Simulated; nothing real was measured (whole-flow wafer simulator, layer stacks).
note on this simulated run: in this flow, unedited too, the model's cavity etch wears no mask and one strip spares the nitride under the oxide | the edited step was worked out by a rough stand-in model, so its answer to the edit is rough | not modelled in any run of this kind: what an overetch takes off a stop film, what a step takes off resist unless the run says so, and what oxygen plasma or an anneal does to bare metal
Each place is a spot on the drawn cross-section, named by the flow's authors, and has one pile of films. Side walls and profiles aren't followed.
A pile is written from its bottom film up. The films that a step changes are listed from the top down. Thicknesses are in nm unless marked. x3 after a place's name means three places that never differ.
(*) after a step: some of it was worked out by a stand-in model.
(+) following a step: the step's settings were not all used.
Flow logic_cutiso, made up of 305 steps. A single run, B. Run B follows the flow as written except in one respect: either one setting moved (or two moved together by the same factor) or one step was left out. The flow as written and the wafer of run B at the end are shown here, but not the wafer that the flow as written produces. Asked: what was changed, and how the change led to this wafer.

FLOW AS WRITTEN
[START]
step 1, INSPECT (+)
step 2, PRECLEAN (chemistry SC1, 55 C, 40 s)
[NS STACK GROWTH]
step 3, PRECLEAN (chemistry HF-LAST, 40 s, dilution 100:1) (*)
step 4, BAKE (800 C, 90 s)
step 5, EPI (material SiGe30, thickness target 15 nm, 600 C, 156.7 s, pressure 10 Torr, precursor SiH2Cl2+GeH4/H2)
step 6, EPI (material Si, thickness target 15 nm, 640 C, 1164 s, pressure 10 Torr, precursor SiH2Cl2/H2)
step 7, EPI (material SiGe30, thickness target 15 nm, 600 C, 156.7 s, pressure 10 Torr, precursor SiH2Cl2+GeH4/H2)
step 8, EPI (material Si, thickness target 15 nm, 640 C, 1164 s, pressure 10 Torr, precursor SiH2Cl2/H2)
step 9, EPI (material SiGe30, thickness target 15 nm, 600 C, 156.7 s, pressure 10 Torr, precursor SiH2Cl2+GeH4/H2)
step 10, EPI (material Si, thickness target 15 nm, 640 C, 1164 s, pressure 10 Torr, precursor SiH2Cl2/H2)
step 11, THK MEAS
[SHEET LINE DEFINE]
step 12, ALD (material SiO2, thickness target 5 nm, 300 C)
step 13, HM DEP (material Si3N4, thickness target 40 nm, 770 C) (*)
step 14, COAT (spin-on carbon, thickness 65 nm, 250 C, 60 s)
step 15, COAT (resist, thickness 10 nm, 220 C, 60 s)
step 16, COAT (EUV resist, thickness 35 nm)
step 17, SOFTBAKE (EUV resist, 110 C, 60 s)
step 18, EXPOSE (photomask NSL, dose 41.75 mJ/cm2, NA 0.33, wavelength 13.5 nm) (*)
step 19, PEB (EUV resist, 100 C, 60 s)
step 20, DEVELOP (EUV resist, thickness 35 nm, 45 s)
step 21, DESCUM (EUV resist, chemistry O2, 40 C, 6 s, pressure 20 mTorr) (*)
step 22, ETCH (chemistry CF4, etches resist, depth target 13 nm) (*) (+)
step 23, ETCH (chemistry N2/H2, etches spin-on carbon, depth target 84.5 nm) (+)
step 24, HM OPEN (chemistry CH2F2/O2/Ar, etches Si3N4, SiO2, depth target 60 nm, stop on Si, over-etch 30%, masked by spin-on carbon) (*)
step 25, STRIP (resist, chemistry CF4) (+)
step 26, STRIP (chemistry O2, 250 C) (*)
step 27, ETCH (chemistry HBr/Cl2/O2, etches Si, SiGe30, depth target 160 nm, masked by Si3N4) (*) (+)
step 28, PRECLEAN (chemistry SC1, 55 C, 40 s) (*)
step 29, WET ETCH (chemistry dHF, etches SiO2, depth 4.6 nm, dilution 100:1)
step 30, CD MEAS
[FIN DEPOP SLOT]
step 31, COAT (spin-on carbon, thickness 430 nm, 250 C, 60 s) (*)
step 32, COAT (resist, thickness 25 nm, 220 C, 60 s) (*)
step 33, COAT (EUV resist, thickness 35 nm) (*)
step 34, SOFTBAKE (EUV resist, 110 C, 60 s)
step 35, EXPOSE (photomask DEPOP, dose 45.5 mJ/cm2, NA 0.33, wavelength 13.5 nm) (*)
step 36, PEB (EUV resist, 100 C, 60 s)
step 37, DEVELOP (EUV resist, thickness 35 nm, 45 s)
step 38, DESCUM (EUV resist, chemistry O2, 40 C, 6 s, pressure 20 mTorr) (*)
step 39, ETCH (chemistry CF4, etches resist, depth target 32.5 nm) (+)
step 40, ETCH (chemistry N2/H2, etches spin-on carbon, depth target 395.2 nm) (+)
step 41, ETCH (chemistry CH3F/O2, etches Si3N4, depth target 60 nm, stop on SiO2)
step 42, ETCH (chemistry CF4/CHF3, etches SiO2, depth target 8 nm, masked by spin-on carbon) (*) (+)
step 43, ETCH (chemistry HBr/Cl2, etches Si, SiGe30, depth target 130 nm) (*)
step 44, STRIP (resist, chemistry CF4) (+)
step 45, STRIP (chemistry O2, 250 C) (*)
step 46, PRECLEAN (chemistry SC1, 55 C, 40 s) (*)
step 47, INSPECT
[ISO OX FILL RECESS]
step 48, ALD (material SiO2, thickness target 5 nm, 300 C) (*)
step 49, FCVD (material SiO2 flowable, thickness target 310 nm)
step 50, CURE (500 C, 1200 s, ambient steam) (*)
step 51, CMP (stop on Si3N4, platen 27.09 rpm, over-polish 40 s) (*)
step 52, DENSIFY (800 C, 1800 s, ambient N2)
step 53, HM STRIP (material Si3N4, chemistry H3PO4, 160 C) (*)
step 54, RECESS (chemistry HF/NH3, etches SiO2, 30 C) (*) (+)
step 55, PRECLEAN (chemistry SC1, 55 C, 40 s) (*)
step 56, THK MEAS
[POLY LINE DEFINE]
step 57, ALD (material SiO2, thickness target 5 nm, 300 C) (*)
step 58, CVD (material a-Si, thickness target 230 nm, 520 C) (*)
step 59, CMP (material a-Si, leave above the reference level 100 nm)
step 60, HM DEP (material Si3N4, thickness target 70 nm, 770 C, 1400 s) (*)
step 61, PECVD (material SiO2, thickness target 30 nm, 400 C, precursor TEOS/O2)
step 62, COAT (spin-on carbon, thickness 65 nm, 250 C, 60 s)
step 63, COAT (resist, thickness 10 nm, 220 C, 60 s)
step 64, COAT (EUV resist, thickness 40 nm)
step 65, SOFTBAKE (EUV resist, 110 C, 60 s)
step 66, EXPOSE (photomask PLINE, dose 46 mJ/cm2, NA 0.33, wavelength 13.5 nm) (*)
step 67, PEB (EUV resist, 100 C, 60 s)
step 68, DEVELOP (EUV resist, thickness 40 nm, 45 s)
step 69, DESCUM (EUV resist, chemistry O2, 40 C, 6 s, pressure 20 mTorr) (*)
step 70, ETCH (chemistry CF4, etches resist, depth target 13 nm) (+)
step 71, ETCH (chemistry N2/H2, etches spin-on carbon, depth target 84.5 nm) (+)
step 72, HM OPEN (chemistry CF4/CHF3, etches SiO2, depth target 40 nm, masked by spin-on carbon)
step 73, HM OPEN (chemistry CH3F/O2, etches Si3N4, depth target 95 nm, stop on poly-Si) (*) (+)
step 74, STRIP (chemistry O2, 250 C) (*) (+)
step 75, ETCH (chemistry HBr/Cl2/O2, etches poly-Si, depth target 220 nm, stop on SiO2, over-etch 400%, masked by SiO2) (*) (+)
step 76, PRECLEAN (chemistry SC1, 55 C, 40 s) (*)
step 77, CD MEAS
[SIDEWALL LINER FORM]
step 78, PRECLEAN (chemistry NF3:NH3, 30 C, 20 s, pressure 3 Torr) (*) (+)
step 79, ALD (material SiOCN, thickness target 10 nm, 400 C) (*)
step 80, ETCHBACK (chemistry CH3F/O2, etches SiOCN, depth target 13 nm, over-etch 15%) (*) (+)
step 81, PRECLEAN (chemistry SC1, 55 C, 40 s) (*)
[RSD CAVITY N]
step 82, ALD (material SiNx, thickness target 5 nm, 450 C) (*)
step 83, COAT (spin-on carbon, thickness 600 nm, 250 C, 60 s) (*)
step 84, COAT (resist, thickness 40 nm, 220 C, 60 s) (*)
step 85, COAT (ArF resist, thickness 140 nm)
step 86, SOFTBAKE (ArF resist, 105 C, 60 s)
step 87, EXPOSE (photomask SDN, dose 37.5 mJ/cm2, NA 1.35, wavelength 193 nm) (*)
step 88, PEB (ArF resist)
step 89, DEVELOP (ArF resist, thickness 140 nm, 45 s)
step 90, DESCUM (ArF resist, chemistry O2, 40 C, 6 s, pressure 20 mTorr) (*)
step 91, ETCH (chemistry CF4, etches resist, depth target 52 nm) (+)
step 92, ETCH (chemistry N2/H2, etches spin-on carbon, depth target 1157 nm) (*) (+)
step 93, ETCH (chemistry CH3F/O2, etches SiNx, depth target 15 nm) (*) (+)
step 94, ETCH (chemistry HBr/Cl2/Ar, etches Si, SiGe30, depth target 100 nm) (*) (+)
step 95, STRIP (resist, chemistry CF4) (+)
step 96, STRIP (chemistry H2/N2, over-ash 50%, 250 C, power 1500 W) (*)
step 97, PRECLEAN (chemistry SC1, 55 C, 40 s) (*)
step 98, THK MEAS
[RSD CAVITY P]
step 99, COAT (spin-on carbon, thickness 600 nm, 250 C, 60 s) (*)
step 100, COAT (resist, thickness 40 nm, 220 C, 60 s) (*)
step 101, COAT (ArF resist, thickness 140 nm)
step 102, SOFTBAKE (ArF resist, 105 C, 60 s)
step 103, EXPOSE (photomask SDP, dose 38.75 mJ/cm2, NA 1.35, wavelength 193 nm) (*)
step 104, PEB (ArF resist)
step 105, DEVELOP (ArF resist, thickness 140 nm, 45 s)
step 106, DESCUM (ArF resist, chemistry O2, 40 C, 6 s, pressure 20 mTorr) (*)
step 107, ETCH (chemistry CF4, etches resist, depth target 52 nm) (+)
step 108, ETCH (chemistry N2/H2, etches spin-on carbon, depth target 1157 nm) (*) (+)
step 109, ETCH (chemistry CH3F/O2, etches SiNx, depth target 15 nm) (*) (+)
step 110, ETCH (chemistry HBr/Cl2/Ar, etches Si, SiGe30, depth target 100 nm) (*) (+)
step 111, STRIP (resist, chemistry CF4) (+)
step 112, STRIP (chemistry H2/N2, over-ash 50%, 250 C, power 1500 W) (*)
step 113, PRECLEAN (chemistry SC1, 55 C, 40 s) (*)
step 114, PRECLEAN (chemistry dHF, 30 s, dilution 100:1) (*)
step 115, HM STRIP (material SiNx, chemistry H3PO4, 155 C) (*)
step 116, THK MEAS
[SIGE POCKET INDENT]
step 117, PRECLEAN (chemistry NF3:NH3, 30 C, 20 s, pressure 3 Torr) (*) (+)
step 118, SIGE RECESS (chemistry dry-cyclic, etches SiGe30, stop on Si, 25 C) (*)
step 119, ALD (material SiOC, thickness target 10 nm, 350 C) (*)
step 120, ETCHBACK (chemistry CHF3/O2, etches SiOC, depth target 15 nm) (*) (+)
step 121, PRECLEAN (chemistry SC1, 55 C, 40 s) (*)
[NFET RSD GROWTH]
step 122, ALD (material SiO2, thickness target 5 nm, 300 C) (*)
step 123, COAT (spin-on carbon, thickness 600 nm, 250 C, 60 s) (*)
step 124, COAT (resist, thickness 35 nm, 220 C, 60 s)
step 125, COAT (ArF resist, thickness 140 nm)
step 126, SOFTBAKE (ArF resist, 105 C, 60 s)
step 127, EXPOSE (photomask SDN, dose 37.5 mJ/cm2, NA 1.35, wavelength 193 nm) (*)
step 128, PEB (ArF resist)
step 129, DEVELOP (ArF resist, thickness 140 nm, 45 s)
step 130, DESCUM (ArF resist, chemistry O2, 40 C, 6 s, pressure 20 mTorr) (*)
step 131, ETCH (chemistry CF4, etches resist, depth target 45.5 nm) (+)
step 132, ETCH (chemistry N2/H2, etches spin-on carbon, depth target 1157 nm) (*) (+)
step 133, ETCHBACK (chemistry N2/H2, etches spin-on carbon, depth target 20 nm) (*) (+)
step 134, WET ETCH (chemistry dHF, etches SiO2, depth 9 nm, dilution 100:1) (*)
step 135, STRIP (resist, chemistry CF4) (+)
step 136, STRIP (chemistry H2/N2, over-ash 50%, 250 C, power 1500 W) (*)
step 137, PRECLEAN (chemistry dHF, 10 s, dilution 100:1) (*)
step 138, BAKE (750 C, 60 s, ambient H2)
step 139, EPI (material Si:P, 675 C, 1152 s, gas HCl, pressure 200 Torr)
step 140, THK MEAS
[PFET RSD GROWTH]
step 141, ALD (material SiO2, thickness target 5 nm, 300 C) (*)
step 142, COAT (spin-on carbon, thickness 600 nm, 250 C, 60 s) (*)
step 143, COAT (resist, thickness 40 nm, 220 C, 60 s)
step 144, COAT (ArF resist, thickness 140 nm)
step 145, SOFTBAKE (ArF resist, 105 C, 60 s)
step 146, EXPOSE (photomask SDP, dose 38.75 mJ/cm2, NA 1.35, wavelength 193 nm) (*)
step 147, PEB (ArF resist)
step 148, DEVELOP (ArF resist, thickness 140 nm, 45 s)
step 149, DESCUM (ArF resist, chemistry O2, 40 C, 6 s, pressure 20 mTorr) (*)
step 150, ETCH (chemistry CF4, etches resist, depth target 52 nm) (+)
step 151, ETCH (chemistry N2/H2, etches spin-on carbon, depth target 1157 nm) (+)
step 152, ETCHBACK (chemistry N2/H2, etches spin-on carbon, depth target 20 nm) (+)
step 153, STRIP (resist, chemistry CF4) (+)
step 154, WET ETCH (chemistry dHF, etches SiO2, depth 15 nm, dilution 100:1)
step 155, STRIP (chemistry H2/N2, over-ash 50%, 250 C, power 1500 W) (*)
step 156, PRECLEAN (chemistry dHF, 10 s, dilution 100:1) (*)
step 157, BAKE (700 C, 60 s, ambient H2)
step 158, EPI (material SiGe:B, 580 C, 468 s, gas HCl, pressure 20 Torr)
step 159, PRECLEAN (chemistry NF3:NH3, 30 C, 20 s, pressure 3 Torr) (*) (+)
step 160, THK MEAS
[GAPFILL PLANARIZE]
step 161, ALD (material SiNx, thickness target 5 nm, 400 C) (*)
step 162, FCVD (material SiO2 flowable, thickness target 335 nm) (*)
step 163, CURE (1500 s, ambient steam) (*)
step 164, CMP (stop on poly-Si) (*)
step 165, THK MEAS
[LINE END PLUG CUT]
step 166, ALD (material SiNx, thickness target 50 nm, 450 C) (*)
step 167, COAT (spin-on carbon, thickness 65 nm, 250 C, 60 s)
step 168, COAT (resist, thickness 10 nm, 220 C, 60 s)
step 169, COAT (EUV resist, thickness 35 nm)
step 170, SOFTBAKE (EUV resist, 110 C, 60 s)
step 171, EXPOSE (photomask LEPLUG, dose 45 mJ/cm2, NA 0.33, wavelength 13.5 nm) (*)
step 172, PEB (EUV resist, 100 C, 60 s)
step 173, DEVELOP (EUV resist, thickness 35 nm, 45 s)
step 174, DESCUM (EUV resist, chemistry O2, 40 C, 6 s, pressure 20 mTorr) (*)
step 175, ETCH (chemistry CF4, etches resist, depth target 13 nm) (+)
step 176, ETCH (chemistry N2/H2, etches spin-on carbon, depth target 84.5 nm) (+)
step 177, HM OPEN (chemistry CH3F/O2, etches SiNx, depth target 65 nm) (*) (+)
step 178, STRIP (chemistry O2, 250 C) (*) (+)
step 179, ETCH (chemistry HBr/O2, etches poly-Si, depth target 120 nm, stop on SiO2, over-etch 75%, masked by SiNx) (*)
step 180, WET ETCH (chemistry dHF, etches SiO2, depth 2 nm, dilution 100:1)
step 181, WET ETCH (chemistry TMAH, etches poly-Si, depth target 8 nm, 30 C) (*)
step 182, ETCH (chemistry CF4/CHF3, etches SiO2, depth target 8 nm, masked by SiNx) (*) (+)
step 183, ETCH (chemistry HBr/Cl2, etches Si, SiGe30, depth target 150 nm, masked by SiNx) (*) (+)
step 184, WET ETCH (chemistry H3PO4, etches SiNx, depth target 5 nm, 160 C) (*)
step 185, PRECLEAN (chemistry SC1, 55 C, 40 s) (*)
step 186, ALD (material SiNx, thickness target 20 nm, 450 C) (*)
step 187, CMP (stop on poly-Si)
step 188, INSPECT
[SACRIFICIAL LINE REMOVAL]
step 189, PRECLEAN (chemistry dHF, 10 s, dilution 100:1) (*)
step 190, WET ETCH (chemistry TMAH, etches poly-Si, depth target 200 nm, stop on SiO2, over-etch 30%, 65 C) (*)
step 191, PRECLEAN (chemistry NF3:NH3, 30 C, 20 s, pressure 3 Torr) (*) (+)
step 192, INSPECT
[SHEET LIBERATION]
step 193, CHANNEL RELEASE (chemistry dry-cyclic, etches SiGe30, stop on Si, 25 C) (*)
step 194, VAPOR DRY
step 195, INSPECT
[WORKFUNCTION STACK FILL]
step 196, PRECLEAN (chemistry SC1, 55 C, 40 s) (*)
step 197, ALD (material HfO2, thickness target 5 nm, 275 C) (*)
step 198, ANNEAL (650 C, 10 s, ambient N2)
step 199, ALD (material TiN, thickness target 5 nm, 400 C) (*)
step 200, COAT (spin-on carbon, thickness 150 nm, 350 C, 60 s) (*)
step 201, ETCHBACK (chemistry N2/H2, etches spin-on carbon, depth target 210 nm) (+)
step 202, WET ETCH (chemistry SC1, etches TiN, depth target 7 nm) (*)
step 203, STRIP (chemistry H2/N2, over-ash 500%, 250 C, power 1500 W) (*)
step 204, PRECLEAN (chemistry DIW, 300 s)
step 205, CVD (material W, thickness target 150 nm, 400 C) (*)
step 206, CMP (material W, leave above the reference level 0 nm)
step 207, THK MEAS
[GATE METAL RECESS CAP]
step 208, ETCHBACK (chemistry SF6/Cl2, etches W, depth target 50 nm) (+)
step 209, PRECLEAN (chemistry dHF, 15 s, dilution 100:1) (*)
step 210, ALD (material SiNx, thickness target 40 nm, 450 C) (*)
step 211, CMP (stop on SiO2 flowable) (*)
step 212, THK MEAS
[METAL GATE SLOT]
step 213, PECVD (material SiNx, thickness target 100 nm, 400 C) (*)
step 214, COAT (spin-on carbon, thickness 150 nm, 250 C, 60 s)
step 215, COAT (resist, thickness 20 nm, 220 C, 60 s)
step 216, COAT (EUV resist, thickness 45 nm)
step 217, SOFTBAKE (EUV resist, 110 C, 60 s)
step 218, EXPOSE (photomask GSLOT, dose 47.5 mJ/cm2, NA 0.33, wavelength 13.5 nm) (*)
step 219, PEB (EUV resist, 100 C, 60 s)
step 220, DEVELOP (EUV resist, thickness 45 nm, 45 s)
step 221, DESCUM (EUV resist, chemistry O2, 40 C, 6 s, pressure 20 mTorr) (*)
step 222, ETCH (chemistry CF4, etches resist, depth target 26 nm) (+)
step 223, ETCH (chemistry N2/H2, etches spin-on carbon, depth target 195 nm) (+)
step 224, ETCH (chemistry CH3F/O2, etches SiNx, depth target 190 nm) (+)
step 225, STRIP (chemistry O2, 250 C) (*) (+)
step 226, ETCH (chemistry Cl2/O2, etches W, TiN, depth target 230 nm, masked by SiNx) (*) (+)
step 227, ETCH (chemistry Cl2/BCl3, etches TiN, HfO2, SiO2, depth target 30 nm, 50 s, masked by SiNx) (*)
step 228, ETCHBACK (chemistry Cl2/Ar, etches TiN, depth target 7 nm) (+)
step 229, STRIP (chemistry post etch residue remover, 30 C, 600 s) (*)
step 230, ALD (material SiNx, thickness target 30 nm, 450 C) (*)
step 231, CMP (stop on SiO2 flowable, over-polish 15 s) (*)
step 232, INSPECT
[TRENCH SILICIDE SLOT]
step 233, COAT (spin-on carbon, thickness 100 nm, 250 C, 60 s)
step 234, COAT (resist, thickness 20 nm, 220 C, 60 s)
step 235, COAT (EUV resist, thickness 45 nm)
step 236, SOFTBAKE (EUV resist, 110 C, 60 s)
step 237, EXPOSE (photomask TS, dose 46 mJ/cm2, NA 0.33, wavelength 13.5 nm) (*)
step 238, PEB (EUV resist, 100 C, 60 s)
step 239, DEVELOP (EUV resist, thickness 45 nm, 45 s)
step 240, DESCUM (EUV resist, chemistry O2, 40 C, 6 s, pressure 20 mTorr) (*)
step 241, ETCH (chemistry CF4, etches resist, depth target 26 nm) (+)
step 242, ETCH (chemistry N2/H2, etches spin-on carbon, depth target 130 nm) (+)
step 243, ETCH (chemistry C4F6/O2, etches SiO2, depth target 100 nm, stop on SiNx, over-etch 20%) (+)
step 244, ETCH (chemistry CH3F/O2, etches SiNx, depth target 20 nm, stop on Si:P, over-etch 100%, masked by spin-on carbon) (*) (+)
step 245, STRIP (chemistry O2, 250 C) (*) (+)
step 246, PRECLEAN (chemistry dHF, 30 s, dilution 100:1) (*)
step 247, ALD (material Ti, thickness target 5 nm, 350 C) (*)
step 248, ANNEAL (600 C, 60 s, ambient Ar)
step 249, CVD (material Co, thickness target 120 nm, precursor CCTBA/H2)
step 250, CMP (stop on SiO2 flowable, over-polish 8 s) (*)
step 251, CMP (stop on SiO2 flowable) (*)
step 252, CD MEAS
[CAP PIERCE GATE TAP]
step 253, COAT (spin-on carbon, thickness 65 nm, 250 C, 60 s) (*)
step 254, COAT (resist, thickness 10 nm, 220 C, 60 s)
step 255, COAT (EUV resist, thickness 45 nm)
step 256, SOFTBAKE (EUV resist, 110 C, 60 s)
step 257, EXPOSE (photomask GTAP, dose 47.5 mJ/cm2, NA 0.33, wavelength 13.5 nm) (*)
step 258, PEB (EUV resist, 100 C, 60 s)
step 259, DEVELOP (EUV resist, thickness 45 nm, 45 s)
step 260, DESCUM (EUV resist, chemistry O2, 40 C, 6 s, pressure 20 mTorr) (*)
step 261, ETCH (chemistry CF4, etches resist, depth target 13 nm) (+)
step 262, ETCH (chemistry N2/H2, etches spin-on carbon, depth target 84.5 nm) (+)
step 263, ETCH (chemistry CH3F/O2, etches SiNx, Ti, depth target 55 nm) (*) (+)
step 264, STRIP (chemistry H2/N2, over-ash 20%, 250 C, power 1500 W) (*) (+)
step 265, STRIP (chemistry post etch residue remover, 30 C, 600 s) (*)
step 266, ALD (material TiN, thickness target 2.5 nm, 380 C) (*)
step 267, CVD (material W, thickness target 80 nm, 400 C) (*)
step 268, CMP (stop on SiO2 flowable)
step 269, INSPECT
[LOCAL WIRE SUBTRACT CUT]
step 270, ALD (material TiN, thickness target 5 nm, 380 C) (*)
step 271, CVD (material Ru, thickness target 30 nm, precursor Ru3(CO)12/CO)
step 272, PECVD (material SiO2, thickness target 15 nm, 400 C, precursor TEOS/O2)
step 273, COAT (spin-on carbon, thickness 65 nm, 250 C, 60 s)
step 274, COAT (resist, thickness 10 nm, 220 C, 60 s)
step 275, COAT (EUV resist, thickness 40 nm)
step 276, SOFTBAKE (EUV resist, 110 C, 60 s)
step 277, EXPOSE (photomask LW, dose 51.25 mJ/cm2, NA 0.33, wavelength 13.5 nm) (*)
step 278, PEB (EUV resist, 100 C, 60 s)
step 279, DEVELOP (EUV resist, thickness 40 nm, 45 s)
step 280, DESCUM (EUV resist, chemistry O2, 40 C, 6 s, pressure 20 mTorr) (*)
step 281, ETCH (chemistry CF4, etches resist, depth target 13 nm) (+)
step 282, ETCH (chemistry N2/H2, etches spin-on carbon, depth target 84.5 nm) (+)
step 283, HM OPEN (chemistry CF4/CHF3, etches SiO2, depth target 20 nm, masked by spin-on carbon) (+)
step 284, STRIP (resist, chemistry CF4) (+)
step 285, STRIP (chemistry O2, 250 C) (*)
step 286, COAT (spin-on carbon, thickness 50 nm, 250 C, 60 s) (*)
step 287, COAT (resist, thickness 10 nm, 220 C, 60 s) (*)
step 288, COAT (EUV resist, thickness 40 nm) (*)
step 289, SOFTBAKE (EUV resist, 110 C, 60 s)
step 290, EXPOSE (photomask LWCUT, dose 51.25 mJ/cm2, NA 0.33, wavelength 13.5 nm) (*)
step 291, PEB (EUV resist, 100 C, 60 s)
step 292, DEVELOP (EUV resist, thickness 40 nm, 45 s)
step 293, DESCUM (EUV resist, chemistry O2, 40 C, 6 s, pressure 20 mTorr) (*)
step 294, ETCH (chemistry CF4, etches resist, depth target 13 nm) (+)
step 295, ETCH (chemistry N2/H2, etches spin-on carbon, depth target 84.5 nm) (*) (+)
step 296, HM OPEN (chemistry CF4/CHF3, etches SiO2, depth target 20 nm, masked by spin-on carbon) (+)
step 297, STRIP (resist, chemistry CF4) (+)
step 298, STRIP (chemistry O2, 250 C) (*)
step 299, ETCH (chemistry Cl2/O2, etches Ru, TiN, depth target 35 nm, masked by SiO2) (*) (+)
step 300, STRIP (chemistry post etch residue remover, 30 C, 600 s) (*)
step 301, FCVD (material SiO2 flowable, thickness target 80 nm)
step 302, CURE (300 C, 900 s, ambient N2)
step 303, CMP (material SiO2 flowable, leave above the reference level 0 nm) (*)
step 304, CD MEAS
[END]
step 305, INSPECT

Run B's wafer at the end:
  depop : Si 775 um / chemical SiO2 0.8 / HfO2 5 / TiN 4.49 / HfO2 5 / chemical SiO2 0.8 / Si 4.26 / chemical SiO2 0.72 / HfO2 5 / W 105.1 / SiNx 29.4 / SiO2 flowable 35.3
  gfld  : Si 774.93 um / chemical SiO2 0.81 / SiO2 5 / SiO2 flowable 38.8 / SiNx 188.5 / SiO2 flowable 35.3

Cause: step 43, ETCH: depth target 65 nm was run, while the flow as written has depth target 130 nm.

Step by step, how the change led to this:
  step 43, ETCH (chemistry HBr/Cl2, etches Si, SiGe30, depth target 130 nm) (*)
      depop: -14 Si (all of it), -15 SiGe30 (all of it), -15 Si (all of it), -15 SiGe30 (all of it), -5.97 Si (it would be, as written: -14 Si (all of it), -15 SiGe30 (all of it), -15 Si (all of it), -15 SiGe30 (all of it), -15 Si (all of it), -15 SiGe30 (all of it), -41 Si)
      dpovl, gl, glp and 16 more: -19 spin-on carbon (it would be, as written: -32 spin-on carbon)
      (as well as at 2 more places)
  step 44, STRIP (resist, chemistry CF4) (+)
      depop: -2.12 Si (it would be, as written: nothing)
  step 45, STRIP (chemistry O2, 250 C) (*)
      gfld, lnri: +0.82 chemical SiO2 (new film), -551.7 spin-on carbon (all of it), -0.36 Si (it would be, as written: +0.82 chemical SiO2 (new film), -538.7 spin-on carbon (all of it), -0.36 Si)
      glp, tap: -360.6 spin-on carbon (all of it) (it would be, as written: -347.6 spin-on carbon (all of it))
      (as well as at 17 more places)
  step 49, FCVD (material SiO2 flowable, thickness target 310 nm)
      depop: +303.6 SiO2 flowable (new film) (it would be, as written: +359.9 SiO2 flowable (new film))
      ns: +207.9 SiO2 flowable (new film) (it would be, as written: +201.3 SiO2 flowable (new film))
  step 51, CMP (stop on Si3N4, platen 27.09 rpm, over-polish 40 s) (*)
      depop: -207 SiO2 flowable (it would be, as written: -200.5 SiO2 flowable)
      dpovl: -206.9 SiO2 flowable (it would be, as written: -200.4 SiO2 flowable)
      (as well as at 3 more places)
  step 52, DENSIFY (800 C, 1800 s, ambient N2)
      depop: -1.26 SiO2 flowable (it would be, as written: -2.32 SiO2 flowable)
  step 54, RECESS (chemistry HF/NH3, etches SiO2, 30 C) (*) (+)
      depop: -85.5 SiO2 flowable (all of it), -5 SiO2 (all of it), -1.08 chemical SiO2 (all of it) (it would be, as written: -111.9 SiO2 flowable)
  step 55, PRECLEAN (chemistry SC1, 55 C, 40 s) (*)
      depop: +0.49 chemical SiO2 (new film), -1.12 Si (it would be, as written: -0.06 SiO2 flowable)
  step 58, CVD (material a-Si, thickness target 230 nm, 520 C) (*)
      depop: +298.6 a-Si (new film) (it would be, as written: +319.4 a-Si (new film))
  step 60, HM DEP (material Si3N4, thickness target 70 nm, 770 C, 1400 s) (*)
      depop: +70 Si3N4 (new film), +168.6 poly-Si (new film), -168.6 a-Si (all of it) (it would be, as written: +70 Si3N4 (new film), +189.4 poly-Si (new film), -189.4 a-Si (all of it))
  step 190, WET ETCH (chemistry TMAH, etches poly-Si, depth target 200 nm, stop on SiO2, over-etch 30%, 65 C) (*)
      depop: -168.6 poly-Si (all of it) (it would be, as written: -189.4 poly-Si (all of it))
  step 191, PRECLEAN (chemistry NF3:NH3, 30 C, 20 s, pressure 3 Torr) (*) (+)
      depop: -5 SiO2 (all of it), -0.49 chemical SiO2 (all of it) (it would be, as written: -5 SiO2 (all of it), -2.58 SiO2 flowable)
  step 193, CHANNEL RELEASE (chemistry dry-cyclic, etches SiGe30, stop on Si, 25 C) (*)
      depop: +0.8 chemical SiO2 (new film), -0.99 Si, +0.8 chemical SiO2 (new film), +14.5 cavity (new film), +0.8 chemical SiO2 (new film), -15 SiGe30 (all of it), -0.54 Si (it would be, as written: nothing)
  step 197, ALD (material HfO2, thickness target 5 nm, 275 C) (*)
      depop: +5 HfO2 (new film), +5 HfO2 (new film), -10 cavity, +5 HfO2 (new film) (it would be, as written: +5 HfO2 (new film))
  step 199, ALD (material TiN, thickness target 5 nm, 400 C) (*)
      depop: +5 TiN (new film), +4.49 TiN (new film), -4.49 cavity (all of it) (it would be, as written: +5 TiN (new film))
  step 200, COAT (spin-on carbon, thickness 150 nm, 350 C, 60 s) (*)
      depop: +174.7 spin-on carbon (new film) (it would be, as written: +194.7 spin-on carbon (new film))
      ns: +106.4 spin-on carbon (new film) (it would be, as written: +103.7 spin-on carbon (new film))
  ... 1 further step ...
  step 205, CVD (material W, thickness target 150 nm, 400 C) (*)
      depop: +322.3 W (new film) (it would be, as written: +345.5 W (new film))
Taking metal films that touch as one body, depop has 2 bodies (between them, from the top down: HfO2 5 / chemical SiO2 0.72 / Si 4.26 / chemical SiO2 0.8 / HfO2 5); the flow as written gives 1 body.
